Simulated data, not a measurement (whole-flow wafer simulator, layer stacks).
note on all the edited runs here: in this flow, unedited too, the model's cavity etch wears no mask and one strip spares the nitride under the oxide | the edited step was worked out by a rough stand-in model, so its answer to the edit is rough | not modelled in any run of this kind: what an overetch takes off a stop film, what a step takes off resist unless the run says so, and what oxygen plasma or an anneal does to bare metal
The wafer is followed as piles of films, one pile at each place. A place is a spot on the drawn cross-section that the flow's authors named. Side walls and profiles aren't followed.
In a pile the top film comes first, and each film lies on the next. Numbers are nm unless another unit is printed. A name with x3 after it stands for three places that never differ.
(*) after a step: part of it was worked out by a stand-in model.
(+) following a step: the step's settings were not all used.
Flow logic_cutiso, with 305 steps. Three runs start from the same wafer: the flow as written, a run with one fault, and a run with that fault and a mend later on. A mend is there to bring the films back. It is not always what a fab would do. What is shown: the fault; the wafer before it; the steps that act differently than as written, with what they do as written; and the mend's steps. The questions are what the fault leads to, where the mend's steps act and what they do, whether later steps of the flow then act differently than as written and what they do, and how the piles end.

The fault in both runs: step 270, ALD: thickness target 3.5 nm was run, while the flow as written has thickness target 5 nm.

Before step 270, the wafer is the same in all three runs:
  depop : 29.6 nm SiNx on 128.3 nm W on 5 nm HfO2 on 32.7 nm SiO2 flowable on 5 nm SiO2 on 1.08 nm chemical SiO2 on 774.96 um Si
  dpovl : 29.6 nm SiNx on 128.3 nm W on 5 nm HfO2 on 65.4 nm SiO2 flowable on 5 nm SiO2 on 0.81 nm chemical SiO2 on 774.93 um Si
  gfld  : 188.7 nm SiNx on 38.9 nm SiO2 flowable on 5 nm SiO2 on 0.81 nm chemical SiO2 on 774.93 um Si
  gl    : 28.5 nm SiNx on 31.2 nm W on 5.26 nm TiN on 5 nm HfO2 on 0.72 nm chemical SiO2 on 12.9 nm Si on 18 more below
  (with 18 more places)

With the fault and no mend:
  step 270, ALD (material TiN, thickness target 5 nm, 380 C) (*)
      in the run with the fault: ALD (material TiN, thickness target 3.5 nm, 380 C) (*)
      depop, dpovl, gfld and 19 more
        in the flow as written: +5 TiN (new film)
        in the run with the fault: +3.5 TiN (new film)
  Later steps of the flow acting differently than as written (not shown: 1 more step that differs only slightly, by at most 2% or 0.5 nm, whichever is larger):
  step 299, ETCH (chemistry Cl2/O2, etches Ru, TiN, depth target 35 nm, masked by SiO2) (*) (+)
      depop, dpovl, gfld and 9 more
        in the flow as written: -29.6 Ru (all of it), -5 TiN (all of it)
        in the run with the fault: -29.6 Ru (all of it), -3.5 TiN (all of it), -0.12 SiNx
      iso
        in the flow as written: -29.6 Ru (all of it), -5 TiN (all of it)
        in the run with the fault: -29.6 Ru (all of it), -3.5 TiN (all of it), -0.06 SiO2 flowable
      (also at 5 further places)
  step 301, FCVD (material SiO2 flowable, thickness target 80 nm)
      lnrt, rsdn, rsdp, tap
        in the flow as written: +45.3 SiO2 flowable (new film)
        in the run with the fault: +46.3 SiO2 flowable (new film)
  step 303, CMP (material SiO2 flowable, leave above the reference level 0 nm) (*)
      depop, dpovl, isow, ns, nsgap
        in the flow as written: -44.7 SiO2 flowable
        in the run with the fault: -46.1 SiO2 flowable
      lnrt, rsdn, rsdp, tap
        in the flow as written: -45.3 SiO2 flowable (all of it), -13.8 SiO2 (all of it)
        in the run with the fault: -46.3 SiO2 flowable (all of it), -13.8 SiO2 (all of it)
  At depop, dpovl, gfld and 17 more, the piles at the end differ from the flow's by more than 2% or 0.5 nm, whichever is larger.
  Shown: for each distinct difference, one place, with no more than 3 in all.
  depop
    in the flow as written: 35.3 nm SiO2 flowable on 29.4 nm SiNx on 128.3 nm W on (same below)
    in the run with the fault: 33.9 nm SiO2 flowable on 29.3 nm SiNx on 128.3 nm W on (same below)
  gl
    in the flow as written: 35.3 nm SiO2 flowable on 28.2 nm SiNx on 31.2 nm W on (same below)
    in the run with the fault: 33.9 nm SiO2 flowable on 28.1 nm SiNx on 31.2 nm W on (same below)
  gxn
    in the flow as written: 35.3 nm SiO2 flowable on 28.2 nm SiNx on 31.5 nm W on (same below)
    in the run with the fault: 33.9 nm SiO2 flowable on 28.1 nm SiNx on 31.5 nm W on (same below)

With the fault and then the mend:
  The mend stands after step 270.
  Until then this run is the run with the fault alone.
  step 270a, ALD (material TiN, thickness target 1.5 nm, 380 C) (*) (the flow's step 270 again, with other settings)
      depop, dpovl, gfld and 19 more
        +1.5 TiN
  Every later step of the flow that is run acts as written at every place that is followed.
  By the end, the piles equal the flow's at every place that both follow.
